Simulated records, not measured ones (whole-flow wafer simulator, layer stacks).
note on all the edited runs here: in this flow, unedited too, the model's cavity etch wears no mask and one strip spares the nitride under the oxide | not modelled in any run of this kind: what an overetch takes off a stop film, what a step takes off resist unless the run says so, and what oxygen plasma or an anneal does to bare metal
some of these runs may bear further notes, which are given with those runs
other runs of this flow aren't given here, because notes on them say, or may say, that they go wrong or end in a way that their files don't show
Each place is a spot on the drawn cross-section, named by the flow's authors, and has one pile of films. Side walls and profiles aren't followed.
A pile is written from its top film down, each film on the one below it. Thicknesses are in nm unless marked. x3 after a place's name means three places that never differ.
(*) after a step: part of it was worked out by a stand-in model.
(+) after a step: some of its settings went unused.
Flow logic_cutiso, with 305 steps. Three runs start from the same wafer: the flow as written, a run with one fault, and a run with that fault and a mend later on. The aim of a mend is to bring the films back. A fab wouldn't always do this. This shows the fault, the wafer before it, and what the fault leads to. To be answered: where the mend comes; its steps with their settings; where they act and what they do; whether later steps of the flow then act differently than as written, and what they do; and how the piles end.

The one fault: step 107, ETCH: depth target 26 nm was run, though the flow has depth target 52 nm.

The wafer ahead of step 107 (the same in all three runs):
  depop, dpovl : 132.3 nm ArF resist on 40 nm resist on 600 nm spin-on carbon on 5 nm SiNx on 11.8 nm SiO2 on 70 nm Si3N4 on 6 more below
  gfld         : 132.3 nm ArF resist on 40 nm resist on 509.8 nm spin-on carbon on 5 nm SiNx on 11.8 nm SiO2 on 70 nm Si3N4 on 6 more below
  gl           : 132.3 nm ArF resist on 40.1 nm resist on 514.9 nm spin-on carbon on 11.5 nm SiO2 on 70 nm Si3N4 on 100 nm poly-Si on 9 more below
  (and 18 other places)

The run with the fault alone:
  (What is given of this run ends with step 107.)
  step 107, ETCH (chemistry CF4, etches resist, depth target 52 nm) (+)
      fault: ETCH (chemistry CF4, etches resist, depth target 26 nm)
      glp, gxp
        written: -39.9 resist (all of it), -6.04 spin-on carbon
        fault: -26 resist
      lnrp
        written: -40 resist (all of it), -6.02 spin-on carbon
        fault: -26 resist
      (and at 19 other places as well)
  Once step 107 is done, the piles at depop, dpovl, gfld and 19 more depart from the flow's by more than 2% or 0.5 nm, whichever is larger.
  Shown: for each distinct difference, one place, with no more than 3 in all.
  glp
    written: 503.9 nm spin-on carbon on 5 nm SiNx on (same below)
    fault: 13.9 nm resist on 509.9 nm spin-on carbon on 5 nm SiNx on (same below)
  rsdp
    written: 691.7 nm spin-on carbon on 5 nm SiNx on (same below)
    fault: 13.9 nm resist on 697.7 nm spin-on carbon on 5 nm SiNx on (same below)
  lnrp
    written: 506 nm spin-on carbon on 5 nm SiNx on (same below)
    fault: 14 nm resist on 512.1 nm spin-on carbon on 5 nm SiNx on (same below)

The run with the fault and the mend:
  The mend follows step 107.
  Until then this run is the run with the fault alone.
  step 107a, ETCH (chemistry CF4, etches resist, depth target 26 nm) (*) (+) (a further turn of the flow's step 107, with different settings)
      depop, dpovl, gfld and 14 more
        -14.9 ArF resist
      glp, gxp
        -13.9 resist (all of it), -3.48 spin-on carbon
      lnrp
        -14 resist (all of it), -3.46 spin-on carbon
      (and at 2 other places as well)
  Steps later in the flow that act otherwise than as written (not shown: 2 more steps that differ only slightly, by at most 2% or 0.5 nm, whichever is larger):
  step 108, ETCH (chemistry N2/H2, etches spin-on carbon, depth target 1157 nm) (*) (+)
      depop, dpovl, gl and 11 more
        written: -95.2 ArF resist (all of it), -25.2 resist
        mend: -98.9 ArF resist (all of it), -25.2 resist
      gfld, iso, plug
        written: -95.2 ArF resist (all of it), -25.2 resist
        mend: -98.8 ArF resist (all of it), -25.2 resist
  The piles end the same as the flow's at every place that both follow.
